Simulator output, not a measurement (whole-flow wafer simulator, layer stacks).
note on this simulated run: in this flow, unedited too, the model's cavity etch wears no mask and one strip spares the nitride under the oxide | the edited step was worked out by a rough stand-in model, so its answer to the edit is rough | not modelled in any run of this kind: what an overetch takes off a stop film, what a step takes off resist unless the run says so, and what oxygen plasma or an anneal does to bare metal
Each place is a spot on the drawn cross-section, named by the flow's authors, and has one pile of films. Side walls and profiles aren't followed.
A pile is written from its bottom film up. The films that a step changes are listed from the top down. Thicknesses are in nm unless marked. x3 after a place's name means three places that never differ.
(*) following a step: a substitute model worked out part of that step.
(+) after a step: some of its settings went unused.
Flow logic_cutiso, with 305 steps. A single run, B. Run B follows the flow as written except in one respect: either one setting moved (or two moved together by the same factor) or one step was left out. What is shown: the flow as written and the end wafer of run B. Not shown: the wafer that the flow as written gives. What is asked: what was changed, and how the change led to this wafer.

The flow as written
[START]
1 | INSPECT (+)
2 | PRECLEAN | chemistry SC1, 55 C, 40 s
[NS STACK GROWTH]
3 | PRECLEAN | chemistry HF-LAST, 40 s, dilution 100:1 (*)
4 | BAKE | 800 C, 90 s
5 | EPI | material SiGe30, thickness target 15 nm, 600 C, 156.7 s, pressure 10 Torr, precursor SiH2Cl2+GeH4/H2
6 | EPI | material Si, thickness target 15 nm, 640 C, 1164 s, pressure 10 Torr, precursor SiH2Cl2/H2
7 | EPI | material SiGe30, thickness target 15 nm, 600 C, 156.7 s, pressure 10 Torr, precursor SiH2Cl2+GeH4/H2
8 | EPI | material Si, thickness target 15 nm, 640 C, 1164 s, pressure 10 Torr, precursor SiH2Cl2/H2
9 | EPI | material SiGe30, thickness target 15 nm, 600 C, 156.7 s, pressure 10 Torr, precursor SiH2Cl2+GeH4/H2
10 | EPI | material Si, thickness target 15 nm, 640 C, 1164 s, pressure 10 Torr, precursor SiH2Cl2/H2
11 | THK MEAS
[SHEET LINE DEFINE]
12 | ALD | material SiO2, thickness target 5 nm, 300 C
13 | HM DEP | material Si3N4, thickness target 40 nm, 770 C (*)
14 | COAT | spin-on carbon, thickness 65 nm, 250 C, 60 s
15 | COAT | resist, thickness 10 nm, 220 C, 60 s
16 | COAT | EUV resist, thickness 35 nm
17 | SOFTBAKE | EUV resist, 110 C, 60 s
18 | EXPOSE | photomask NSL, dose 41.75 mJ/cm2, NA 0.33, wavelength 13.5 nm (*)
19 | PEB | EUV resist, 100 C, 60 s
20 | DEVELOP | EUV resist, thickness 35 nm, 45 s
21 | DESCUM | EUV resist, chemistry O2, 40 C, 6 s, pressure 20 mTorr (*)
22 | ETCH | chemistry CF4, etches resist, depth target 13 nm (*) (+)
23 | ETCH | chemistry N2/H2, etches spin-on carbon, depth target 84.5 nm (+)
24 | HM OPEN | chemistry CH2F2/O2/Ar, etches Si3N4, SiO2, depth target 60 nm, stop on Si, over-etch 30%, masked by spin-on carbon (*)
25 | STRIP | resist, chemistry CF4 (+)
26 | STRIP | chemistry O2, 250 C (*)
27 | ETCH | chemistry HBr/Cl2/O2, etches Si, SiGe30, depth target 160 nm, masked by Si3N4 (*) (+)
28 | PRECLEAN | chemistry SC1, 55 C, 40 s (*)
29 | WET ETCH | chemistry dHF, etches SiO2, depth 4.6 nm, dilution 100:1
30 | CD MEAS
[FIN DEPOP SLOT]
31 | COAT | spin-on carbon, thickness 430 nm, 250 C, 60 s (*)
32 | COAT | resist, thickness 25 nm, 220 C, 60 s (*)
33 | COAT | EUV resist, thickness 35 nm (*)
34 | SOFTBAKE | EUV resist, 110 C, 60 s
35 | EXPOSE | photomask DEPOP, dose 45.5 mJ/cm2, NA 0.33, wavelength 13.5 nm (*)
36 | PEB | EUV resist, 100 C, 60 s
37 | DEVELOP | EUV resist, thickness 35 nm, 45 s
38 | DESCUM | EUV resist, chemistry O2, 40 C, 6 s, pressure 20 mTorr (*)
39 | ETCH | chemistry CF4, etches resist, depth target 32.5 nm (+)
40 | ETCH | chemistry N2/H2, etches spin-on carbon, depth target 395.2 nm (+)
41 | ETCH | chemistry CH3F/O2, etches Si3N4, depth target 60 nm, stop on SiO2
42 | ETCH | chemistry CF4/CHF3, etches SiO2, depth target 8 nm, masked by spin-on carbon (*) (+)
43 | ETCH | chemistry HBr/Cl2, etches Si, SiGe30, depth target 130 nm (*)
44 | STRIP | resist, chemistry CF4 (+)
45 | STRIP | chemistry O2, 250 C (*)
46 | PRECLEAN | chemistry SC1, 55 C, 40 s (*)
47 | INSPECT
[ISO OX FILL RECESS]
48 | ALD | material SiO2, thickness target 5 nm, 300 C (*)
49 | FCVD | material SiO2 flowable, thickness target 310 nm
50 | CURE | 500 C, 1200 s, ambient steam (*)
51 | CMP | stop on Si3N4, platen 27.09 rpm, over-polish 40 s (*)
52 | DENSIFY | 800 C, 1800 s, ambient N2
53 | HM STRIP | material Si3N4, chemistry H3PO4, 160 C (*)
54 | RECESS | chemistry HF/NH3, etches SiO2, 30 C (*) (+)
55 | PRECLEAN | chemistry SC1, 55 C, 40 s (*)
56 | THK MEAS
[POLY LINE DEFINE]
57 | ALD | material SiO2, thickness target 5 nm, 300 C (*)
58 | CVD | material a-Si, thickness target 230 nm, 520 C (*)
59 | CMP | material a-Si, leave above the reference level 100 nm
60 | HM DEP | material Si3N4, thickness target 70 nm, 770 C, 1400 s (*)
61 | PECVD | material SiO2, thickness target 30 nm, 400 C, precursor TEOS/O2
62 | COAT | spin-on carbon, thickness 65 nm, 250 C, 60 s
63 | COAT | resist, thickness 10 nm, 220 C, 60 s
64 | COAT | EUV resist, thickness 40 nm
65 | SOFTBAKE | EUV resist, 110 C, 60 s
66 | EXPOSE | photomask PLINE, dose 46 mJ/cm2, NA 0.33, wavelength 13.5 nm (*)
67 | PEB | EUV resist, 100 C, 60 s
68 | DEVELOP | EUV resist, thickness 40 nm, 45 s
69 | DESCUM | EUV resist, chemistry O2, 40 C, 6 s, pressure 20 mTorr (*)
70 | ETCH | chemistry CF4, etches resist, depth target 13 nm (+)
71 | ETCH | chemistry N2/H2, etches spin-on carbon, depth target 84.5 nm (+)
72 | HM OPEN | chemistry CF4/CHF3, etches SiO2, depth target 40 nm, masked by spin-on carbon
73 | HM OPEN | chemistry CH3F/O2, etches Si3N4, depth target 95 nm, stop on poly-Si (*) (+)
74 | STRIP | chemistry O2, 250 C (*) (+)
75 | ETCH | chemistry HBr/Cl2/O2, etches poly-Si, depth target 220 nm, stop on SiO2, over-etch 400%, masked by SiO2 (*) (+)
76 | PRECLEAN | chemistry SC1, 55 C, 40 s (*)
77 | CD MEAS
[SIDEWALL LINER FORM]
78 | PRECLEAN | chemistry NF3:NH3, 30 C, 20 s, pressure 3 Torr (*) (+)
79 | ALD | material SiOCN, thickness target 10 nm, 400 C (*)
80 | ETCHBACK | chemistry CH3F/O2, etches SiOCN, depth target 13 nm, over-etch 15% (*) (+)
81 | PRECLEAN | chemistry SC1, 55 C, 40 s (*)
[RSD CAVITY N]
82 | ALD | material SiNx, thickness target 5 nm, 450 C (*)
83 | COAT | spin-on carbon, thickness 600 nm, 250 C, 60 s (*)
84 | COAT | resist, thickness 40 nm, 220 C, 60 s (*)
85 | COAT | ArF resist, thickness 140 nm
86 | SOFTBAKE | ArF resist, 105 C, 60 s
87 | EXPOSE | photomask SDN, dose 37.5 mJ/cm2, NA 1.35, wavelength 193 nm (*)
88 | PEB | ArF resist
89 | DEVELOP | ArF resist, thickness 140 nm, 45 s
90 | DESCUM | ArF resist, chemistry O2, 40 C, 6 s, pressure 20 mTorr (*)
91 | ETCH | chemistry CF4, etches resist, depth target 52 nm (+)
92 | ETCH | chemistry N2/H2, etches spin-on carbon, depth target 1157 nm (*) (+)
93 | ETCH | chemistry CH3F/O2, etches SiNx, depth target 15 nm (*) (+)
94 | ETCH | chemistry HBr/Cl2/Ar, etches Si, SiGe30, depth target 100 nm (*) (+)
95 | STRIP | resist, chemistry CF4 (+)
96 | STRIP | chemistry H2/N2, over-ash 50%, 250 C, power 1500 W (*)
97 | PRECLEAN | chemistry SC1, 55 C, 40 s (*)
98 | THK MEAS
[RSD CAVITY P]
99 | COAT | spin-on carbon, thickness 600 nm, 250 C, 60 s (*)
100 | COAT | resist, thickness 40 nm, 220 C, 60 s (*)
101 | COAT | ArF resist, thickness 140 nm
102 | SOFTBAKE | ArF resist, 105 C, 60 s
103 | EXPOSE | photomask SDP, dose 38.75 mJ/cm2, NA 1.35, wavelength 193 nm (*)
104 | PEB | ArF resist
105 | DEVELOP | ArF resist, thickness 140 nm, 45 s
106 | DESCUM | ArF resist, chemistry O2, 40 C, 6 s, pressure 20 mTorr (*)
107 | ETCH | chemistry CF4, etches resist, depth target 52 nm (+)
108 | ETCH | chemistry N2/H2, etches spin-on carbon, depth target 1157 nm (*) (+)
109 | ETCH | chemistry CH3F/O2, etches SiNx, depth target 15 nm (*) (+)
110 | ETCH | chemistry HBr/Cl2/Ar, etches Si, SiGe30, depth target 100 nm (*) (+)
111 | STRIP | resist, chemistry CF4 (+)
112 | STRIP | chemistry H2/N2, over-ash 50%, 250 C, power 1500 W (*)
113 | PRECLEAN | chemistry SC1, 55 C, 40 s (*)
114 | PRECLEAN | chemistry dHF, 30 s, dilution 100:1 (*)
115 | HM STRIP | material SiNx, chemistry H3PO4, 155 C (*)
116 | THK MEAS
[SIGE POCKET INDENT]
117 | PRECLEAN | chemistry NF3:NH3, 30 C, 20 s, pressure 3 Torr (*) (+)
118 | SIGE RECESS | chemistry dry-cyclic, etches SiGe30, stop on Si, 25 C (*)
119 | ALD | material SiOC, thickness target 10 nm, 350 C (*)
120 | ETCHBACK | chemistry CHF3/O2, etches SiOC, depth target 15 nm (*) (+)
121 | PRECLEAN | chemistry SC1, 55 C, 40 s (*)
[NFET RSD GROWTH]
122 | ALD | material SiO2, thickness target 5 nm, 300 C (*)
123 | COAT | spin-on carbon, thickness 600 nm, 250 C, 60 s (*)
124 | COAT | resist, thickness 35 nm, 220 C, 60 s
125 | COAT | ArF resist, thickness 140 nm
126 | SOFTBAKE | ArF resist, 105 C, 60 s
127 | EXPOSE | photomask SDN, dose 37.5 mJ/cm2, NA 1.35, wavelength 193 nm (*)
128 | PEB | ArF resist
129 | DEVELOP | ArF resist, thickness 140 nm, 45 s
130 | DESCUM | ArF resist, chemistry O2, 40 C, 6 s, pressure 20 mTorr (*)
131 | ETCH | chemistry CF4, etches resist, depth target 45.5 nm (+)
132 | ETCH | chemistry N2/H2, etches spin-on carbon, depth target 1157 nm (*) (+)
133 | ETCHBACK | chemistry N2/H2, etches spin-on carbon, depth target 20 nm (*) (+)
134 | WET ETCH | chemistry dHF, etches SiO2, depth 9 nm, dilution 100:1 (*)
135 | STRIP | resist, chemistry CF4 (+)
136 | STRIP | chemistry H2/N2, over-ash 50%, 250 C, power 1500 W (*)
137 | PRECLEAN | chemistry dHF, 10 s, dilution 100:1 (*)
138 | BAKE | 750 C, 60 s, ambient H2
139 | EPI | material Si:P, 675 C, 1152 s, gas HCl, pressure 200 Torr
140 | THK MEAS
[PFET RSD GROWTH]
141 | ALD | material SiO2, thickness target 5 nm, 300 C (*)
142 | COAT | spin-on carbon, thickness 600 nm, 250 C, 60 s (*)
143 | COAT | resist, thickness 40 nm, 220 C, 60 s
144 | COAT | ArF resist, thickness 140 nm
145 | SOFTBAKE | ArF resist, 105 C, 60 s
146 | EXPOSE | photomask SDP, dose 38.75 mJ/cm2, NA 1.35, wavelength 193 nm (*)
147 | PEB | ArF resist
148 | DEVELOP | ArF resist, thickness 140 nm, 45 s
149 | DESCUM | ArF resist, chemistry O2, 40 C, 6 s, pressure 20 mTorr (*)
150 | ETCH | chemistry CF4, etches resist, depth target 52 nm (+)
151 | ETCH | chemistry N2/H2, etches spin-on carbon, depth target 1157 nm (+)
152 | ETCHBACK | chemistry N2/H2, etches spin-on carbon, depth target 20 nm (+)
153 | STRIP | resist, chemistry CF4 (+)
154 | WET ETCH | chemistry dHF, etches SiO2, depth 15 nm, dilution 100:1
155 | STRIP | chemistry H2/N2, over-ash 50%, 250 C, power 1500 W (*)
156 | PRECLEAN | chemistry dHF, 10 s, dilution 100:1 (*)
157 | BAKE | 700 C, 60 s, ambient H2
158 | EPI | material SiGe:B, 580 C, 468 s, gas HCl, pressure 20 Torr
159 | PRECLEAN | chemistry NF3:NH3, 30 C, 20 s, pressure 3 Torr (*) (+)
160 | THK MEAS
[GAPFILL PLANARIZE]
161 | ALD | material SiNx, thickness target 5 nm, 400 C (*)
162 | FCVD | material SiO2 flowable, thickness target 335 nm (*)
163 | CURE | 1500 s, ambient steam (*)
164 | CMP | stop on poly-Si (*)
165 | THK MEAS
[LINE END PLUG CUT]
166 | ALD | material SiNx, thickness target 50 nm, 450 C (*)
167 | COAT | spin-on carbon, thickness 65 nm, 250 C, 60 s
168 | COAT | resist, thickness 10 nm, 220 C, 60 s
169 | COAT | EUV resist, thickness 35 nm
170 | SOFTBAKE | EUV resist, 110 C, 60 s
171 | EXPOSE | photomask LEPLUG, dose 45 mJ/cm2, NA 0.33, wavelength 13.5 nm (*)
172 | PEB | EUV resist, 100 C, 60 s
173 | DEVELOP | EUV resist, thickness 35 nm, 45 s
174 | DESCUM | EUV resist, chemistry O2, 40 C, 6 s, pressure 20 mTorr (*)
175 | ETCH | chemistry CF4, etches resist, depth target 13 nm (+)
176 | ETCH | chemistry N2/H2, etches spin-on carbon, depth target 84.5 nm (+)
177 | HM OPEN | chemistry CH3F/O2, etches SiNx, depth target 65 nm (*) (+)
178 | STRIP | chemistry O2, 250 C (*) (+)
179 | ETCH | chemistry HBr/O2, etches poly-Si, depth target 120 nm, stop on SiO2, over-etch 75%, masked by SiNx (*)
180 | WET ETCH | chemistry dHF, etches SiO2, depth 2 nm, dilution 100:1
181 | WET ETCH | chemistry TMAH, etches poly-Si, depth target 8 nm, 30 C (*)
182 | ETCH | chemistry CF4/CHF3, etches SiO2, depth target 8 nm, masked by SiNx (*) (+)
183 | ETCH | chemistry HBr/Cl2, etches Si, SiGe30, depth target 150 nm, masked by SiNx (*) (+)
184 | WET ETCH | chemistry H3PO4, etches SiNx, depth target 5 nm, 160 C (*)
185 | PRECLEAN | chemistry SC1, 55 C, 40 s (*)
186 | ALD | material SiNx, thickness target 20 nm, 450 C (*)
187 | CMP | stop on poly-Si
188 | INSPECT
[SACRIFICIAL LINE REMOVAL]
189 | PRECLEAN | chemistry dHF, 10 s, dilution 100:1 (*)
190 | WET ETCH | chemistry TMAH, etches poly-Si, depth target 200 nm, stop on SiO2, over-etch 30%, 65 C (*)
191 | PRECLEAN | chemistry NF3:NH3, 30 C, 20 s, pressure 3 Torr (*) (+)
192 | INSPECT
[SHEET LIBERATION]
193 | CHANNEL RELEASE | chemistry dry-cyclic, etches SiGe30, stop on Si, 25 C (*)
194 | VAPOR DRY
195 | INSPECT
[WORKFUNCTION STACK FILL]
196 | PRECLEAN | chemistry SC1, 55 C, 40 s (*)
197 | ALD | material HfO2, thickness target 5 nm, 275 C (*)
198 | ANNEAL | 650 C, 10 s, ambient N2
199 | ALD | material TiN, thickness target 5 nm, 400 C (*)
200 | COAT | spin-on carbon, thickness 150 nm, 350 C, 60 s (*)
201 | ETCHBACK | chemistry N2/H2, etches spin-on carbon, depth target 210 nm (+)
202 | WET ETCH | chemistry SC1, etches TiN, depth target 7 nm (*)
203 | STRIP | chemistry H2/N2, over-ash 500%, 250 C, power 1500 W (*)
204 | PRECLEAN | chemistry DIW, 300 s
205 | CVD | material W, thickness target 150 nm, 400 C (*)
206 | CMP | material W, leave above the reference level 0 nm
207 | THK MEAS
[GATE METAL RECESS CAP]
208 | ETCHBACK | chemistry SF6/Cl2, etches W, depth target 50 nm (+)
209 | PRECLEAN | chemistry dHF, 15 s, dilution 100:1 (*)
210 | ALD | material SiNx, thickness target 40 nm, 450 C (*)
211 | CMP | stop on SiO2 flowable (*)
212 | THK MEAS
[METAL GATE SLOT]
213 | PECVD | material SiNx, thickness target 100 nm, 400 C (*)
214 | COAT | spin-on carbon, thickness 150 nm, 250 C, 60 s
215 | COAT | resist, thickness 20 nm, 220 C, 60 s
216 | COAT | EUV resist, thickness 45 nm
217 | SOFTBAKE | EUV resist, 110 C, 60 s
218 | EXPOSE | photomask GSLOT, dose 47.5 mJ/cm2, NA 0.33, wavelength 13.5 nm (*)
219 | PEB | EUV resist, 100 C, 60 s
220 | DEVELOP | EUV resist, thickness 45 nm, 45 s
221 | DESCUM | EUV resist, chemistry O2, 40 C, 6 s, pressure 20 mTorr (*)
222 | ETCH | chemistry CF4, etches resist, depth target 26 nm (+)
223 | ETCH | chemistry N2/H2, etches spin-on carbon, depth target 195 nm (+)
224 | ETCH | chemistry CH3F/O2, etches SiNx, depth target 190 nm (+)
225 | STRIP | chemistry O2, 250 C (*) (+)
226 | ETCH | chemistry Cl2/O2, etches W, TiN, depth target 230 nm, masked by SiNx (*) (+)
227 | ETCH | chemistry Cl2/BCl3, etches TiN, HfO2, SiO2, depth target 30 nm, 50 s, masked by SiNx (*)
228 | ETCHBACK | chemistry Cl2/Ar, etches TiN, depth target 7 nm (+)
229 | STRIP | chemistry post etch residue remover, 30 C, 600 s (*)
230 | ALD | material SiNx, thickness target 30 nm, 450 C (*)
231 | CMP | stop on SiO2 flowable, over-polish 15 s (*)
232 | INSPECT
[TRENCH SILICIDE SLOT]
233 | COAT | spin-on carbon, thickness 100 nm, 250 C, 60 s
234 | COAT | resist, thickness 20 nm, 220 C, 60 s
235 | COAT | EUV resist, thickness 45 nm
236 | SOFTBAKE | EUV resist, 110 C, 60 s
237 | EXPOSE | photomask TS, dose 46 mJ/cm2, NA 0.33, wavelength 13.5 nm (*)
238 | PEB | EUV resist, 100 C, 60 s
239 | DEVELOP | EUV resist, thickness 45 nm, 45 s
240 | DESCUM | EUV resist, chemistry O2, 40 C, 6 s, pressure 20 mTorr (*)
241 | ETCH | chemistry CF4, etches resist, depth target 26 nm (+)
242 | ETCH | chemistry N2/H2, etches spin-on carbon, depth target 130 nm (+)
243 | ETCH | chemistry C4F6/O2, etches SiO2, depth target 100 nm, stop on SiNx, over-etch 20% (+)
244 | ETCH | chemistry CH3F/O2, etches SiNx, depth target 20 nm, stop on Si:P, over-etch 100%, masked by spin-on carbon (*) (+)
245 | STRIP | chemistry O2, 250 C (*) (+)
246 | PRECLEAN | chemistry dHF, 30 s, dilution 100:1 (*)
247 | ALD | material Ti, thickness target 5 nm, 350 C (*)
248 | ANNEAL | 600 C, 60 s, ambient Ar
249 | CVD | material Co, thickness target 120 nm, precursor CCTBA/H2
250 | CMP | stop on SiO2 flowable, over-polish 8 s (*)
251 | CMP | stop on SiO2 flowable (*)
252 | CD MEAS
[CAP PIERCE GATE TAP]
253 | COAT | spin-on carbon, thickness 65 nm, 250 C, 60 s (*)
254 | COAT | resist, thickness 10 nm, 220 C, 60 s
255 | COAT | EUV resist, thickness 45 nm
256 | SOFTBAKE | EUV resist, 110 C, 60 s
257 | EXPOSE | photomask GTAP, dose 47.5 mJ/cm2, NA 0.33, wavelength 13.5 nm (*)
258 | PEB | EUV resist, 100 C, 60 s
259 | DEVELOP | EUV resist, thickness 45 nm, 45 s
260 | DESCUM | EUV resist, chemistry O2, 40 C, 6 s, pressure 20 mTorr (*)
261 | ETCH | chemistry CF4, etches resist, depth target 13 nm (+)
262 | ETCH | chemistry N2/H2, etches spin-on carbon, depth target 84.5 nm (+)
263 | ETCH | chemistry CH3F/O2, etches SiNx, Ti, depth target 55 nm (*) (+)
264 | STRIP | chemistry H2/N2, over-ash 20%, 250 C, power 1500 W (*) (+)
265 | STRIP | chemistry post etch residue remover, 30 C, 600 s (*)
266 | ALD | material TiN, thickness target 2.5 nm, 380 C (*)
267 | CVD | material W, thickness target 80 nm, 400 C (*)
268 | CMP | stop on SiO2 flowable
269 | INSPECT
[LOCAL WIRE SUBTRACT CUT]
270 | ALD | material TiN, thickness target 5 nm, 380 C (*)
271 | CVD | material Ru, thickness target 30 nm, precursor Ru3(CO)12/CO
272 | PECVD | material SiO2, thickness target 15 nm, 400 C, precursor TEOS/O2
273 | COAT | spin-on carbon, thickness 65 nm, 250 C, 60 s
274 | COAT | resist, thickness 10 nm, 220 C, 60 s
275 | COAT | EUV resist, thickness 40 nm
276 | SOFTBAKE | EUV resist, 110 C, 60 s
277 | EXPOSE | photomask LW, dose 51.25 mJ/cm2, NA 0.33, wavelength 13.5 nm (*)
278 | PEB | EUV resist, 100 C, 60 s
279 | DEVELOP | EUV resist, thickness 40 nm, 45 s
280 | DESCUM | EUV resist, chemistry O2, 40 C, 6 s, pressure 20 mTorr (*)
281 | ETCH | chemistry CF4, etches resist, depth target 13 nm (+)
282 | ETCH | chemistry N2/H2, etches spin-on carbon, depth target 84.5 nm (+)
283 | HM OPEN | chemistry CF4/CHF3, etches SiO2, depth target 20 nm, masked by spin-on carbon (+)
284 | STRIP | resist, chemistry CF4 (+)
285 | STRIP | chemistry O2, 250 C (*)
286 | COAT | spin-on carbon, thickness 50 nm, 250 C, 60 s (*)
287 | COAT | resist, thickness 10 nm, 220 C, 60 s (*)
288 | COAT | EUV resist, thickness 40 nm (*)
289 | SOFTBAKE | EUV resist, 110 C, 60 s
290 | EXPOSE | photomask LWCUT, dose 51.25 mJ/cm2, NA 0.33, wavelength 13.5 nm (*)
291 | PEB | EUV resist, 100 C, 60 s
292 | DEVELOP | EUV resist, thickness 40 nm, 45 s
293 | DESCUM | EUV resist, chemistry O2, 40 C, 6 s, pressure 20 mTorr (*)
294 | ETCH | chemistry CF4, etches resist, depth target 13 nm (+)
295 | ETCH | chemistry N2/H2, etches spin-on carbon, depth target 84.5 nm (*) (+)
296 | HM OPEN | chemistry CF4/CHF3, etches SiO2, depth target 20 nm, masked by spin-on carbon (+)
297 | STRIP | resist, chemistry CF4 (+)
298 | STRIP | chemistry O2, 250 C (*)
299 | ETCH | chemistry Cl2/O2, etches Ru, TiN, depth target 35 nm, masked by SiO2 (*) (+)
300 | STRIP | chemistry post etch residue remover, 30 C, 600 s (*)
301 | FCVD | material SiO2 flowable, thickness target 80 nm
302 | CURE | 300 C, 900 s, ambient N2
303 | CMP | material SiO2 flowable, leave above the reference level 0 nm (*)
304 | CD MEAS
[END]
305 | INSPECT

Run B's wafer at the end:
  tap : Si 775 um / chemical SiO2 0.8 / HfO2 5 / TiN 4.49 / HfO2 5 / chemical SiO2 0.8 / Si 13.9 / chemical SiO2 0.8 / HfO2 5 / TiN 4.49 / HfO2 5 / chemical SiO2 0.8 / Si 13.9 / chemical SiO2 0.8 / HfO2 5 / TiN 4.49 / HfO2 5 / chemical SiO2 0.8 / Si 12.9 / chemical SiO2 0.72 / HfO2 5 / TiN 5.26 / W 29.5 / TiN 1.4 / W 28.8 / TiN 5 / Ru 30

What caused this: step 266, ALD: thickness target 1.4 nm was run, while the flow as written has thickness target 2.5 nm.
One can read it off the wafer: tap has TiN 1.4, and step 266 as written asks for 2.5 nm.

How this came from the change, step by step:
  266 | ALD | material TiN, thickness target 2.5 nm, 380 C (*)
      depop, dpovl, gfld and 19 more: TiN gains 1.4 (new film) (it would be, as written: TiN gains 2.5 (new film))
  268 | CMP | stop on SiO2 flowable
      depop, dpovl, gfld and 9 more: W loses 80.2 (all of it), TiN loses 1.4 (all of it), SiNx loses 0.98 (it would be, as written: W loses 80.2 (all of it), TiN loses 2.5 (all of it), SiNx loses 0.98)
      lnr, lnri, lnrp, lnrt: W loses 80 (all of it), TiN loses 1.4 (all of it), SiOCN loses 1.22 (it would be, as written: W loses 80 (all of it), TiN loses 2.5 (all of it), SiOCN loses 1.22)
      (as well as at 5 more places)
